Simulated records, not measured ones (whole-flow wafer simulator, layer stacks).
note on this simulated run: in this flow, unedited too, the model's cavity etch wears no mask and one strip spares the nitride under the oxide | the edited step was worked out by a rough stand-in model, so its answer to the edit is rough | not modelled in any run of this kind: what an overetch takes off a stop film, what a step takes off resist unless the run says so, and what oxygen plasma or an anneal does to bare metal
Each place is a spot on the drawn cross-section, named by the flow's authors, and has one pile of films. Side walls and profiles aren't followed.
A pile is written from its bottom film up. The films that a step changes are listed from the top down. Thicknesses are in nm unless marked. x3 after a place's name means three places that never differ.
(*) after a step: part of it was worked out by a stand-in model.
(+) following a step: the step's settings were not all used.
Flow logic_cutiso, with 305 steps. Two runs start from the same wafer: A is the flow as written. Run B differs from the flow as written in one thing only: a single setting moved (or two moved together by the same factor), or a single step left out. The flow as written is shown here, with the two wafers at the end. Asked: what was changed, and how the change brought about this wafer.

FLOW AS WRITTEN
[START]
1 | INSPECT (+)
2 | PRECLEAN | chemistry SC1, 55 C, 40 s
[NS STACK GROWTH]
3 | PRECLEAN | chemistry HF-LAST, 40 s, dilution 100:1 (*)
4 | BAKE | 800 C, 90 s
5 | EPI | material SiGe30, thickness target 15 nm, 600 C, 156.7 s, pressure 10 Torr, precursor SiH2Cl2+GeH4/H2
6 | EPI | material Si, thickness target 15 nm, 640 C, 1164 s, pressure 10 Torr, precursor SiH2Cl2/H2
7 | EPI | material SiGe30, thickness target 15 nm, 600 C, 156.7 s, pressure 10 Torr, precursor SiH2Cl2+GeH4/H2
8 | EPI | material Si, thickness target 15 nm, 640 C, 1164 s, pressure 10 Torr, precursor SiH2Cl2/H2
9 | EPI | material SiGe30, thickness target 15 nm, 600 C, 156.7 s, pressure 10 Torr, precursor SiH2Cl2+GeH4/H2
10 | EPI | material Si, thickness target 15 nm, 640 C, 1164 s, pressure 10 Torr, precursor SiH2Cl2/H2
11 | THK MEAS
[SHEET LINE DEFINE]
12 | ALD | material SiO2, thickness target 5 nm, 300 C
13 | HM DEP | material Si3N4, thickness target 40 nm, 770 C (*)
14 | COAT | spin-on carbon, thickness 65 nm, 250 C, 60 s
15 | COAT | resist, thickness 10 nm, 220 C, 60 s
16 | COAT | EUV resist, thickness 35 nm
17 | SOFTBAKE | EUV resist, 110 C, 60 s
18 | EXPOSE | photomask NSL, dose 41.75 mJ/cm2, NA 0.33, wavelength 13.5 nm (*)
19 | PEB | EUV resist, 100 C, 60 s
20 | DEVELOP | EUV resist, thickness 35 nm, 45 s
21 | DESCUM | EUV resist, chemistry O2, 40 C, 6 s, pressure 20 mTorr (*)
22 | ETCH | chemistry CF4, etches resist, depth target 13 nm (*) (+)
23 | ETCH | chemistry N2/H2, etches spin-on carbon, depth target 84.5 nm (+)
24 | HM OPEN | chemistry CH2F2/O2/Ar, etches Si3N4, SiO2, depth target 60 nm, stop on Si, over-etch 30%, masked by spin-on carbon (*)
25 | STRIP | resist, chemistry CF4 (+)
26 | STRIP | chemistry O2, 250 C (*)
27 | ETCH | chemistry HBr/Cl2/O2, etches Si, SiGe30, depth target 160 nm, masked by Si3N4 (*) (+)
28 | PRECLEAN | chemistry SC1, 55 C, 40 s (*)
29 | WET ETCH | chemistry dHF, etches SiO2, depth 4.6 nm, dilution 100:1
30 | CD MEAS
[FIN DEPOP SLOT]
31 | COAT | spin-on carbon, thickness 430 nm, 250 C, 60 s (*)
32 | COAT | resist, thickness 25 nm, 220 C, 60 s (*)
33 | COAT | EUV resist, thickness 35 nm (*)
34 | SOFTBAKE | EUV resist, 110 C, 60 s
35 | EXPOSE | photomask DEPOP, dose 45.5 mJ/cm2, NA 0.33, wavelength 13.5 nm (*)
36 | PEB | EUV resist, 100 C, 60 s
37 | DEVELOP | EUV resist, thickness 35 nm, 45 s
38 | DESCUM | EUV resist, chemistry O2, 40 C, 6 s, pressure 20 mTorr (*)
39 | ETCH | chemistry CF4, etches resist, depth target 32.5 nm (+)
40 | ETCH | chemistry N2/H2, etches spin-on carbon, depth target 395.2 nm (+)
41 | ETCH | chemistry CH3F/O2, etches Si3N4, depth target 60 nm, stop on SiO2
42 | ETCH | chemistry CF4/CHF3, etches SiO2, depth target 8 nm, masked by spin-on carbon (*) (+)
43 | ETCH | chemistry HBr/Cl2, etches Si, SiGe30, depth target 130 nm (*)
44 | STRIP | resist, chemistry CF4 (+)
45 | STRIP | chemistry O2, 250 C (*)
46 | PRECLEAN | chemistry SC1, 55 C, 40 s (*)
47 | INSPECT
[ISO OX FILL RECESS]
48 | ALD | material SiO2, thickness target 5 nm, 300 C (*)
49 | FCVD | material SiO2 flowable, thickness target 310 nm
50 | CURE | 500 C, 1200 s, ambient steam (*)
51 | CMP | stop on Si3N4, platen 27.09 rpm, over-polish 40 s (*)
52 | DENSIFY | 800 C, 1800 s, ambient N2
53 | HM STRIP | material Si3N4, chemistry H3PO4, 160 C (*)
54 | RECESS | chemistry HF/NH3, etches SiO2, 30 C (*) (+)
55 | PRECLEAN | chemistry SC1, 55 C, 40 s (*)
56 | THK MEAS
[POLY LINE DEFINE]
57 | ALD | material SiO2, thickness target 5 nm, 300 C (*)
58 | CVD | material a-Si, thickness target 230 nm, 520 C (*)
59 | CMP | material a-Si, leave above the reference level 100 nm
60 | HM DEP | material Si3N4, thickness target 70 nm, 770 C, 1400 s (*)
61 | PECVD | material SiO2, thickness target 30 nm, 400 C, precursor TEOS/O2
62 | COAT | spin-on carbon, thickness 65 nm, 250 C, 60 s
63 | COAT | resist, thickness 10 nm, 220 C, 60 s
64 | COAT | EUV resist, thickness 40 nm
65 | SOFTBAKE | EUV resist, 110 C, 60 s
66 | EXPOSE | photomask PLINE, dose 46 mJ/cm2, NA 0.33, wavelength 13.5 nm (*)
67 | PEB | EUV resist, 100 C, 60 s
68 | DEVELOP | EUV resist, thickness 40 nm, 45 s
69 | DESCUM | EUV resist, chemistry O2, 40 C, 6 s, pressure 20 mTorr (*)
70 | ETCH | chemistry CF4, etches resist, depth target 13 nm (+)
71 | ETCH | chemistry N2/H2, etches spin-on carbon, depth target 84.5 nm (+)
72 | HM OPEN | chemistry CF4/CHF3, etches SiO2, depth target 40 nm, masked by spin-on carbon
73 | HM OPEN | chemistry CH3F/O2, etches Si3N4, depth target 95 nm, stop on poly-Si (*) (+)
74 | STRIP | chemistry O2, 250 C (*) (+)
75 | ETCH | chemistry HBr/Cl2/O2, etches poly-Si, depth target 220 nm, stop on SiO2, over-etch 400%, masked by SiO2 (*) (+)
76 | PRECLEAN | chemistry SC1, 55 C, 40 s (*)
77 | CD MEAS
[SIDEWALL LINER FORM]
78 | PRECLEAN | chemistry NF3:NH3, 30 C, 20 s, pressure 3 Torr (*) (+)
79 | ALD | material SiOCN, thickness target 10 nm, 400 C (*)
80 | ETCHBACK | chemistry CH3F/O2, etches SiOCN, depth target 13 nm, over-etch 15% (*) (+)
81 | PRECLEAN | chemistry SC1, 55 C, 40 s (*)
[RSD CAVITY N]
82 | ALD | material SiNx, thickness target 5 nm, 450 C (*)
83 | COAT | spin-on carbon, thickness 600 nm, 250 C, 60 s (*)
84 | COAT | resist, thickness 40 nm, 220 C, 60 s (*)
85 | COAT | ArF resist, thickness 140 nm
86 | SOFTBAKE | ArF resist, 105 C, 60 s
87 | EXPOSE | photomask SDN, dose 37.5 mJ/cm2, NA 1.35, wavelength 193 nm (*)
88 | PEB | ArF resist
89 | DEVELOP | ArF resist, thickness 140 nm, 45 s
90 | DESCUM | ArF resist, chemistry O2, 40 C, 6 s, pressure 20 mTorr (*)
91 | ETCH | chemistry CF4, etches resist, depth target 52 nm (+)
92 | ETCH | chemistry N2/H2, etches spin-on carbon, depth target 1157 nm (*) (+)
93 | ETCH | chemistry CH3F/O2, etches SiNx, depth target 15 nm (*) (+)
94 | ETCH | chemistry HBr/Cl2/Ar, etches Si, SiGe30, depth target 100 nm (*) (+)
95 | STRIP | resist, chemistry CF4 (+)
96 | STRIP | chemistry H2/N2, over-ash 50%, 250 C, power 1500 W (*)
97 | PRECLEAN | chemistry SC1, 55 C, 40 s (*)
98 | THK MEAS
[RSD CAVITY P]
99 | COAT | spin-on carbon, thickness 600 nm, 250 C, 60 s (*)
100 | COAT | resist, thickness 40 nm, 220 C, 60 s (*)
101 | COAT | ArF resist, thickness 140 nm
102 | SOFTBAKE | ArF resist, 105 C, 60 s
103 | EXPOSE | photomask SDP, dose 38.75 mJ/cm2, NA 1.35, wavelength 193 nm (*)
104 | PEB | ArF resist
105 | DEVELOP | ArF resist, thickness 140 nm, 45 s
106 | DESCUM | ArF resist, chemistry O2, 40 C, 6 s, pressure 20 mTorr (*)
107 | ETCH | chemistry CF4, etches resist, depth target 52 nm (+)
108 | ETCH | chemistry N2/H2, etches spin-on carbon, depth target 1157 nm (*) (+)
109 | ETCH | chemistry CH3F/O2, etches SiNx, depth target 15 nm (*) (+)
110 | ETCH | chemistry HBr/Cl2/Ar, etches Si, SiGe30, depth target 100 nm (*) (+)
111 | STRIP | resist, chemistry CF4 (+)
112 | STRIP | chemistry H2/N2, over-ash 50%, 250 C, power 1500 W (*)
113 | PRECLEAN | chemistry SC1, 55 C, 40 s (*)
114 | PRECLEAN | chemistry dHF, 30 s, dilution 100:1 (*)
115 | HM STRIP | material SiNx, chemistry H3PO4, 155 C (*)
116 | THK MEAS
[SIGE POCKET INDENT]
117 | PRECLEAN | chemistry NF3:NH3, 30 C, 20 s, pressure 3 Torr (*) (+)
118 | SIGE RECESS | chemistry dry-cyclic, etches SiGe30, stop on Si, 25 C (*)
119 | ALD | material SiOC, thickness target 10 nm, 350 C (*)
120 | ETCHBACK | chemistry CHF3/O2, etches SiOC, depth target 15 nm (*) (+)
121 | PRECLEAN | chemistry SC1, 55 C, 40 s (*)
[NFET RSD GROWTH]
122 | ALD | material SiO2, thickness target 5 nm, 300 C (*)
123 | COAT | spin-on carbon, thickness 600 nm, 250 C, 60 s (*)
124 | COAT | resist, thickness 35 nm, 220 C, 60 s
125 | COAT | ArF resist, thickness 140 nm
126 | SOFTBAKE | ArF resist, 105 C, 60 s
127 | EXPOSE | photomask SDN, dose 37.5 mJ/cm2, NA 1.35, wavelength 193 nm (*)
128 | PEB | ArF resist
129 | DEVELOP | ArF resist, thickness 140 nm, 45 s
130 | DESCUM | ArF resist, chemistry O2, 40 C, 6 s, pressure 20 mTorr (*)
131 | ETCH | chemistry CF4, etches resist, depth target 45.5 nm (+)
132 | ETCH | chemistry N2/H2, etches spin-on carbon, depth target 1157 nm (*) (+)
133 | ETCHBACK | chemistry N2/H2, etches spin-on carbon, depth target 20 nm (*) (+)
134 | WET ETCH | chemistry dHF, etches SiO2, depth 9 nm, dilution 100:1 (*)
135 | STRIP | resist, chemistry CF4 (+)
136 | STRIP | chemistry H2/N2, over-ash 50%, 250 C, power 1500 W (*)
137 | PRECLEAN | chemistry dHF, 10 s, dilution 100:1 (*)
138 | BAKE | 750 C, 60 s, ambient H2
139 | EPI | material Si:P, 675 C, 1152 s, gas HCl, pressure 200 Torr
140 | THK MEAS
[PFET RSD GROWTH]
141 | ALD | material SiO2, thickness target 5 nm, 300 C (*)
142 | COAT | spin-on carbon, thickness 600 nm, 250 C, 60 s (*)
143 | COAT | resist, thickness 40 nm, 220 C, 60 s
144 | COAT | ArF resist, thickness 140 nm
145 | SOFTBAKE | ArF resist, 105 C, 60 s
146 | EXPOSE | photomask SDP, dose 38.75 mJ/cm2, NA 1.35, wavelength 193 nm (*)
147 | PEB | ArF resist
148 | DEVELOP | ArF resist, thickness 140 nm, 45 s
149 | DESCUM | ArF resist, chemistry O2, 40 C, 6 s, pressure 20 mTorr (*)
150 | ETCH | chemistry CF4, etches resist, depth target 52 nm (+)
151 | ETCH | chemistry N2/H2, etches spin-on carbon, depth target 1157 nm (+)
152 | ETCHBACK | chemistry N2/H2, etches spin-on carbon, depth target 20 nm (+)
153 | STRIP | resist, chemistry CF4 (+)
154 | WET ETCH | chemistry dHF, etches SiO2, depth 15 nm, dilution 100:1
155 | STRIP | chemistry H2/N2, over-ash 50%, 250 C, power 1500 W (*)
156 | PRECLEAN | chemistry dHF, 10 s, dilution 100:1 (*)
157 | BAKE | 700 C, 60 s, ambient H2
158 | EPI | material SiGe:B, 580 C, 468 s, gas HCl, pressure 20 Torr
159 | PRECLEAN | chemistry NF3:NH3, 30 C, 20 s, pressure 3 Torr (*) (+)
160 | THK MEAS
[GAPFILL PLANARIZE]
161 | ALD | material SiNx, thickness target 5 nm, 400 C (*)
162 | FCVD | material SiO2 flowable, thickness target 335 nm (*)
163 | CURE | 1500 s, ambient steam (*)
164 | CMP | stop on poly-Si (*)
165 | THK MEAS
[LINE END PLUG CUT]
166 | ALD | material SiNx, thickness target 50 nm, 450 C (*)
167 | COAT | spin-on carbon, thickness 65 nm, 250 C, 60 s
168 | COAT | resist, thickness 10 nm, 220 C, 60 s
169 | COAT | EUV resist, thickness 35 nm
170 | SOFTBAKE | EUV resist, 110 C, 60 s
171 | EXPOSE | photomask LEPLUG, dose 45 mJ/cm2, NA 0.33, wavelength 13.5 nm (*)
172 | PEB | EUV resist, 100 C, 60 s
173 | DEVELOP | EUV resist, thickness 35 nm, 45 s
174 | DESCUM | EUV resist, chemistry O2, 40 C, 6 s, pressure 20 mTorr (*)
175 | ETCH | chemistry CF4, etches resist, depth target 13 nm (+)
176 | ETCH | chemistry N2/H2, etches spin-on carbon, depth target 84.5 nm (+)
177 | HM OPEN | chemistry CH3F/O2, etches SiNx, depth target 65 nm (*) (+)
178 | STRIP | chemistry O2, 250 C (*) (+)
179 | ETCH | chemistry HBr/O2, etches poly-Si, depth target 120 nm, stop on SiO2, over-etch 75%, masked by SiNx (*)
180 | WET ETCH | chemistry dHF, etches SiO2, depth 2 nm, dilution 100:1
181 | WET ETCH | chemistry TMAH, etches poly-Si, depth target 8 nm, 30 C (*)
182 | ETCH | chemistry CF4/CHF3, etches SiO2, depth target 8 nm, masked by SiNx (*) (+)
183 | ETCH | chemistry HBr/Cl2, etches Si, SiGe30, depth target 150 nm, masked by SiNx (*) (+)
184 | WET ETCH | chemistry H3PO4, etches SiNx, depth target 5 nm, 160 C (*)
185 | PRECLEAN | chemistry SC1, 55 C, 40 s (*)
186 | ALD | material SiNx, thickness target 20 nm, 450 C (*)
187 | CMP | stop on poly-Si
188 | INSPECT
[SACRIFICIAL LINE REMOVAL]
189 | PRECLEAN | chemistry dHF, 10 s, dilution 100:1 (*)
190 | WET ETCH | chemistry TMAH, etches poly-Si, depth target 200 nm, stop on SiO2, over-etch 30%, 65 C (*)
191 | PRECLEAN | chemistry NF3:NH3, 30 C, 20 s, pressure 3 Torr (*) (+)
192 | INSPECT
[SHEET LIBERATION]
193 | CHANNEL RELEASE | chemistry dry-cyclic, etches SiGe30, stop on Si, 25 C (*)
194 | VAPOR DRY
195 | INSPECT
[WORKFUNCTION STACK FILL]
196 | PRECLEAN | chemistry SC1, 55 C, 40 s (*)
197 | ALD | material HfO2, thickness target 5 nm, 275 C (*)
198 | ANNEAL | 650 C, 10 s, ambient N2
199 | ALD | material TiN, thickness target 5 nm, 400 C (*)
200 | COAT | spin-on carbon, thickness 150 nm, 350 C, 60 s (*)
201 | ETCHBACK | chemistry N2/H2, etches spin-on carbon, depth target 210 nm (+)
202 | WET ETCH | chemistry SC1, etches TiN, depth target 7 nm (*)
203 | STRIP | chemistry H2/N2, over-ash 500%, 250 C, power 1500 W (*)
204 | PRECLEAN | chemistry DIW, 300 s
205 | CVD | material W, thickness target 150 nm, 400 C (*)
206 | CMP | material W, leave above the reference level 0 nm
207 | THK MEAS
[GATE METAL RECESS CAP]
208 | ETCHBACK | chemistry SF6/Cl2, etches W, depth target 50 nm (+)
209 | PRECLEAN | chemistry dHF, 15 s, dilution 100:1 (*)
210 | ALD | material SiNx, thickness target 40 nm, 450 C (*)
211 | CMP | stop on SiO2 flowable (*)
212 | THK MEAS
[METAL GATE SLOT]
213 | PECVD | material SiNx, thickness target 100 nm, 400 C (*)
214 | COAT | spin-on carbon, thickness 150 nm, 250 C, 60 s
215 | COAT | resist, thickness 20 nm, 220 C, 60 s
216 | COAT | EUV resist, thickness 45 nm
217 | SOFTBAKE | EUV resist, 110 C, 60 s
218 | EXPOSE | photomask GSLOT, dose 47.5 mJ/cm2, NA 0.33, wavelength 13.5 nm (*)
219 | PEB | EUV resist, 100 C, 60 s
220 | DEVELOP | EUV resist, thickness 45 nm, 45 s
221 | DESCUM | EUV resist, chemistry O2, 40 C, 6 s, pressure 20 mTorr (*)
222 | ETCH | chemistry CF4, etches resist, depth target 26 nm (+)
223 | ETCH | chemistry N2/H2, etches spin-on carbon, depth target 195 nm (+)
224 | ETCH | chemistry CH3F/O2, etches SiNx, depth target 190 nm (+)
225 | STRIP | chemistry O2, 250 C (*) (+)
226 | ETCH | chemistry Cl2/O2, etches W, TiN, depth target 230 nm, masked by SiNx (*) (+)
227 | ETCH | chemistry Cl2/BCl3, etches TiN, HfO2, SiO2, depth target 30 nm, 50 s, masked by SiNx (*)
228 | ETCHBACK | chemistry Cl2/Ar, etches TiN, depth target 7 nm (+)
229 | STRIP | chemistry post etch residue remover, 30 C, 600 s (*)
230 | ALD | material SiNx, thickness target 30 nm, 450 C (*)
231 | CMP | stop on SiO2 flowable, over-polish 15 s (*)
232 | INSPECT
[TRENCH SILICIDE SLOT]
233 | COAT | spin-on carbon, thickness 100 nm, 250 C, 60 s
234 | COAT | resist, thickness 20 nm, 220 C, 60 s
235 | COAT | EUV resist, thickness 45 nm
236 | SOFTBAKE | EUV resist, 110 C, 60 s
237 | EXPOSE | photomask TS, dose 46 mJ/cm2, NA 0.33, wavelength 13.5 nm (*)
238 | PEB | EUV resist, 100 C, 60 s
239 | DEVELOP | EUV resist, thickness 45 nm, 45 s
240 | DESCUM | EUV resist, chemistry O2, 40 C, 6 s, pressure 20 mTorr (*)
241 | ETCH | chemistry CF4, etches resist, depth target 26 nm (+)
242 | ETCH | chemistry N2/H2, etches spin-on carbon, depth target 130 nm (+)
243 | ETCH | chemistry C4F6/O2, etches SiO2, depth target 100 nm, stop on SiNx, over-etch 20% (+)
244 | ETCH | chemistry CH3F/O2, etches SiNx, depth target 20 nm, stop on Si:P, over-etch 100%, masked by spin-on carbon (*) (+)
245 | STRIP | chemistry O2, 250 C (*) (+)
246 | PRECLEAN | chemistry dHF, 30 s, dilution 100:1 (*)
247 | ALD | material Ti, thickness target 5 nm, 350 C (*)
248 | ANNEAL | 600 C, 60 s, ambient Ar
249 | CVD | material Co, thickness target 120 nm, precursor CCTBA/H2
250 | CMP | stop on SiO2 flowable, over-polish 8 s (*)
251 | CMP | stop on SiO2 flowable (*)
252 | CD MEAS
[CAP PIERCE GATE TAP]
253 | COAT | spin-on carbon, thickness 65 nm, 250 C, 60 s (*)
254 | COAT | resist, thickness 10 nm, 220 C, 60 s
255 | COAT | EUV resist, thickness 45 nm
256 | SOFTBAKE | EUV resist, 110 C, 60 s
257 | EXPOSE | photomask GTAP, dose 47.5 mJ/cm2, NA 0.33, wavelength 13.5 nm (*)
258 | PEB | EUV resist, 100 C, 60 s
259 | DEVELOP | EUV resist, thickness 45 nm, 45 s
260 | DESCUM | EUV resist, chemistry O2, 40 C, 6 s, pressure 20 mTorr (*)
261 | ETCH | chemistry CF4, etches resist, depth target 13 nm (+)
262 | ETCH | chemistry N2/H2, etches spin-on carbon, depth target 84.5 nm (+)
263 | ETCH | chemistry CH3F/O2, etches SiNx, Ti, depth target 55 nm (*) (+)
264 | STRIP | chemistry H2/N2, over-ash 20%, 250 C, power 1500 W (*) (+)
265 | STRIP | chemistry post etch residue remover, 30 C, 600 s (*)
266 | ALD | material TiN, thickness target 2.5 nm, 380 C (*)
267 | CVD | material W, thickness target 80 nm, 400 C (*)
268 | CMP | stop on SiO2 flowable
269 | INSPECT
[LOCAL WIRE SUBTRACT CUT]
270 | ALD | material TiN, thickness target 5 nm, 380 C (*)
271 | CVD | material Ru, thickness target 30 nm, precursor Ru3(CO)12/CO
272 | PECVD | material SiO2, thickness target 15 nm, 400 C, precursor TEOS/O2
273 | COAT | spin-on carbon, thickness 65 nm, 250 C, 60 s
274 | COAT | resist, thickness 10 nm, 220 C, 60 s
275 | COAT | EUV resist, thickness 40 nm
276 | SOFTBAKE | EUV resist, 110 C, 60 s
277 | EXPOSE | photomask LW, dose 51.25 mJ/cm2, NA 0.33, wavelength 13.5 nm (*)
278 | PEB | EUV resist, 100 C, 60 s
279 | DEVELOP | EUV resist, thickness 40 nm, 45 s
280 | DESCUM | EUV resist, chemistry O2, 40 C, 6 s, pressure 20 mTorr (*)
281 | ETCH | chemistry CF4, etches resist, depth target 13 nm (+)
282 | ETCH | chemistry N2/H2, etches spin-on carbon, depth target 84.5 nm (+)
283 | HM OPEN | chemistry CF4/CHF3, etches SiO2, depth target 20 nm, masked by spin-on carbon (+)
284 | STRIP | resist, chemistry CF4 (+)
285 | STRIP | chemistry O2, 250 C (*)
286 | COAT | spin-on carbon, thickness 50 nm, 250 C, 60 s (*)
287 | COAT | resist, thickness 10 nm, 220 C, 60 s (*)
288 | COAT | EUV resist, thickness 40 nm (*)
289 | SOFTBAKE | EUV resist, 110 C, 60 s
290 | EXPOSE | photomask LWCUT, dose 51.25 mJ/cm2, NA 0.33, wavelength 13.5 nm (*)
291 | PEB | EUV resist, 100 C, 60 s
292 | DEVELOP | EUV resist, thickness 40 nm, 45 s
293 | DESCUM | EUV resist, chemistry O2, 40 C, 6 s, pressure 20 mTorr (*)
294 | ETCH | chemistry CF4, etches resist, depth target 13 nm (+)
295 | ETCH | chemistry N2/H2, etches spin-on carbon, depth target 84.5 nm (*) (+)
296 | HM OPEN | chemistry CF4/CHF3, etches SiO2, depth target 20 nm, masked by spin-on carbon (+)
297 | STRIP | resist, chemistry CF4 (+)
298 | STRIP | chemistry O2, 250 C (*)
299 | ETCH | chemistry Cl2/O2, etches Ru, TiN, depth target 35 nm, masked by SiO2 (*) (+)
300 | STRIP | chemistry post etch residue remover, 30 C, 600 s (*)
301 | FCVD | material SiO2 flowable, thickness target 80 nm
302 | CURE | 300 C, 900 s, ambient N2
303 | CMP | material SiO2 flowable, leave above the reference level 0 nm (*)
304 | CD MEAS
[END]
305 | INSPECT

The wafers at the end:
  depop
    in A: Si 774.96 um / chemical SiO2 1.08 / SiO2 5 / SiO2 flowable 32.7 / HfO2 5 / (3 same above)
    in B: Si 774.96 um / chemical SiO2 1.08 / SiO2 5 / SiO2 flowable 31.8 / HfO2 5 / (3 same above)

Cause: step 42, ETCH: depth target 5.2 nm was run, while the flow as written has depth target 8 nm.

Step by step, how the change led to this:
  42 | ETCH | chemistry CF4/CHF3, etches SiO2, depth target 8 nm, masked by spin-on carbon (*) (+)
      gl: A -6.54 resist (all of it), -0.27 spin-on carbon | B -5.2 resist
      glp: A -5.75 resist (all of it), -0.52 spin-on carbon | B -5.2 resist
      (as well as at 20 more places)
  43 | ETCH | chemistry HBr/Cl2, etches Si, SiGe30, depth target 130 nm (*)
      glp, tap: A -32 spin-on carbon | B -0.55 resist (all of it), -31.2 spin-on carbon
      gl: A -32 spin-on carbon | B -1.34 resist (all of it), -30.1 spin-on carbon
      (as well as at 15 more places)
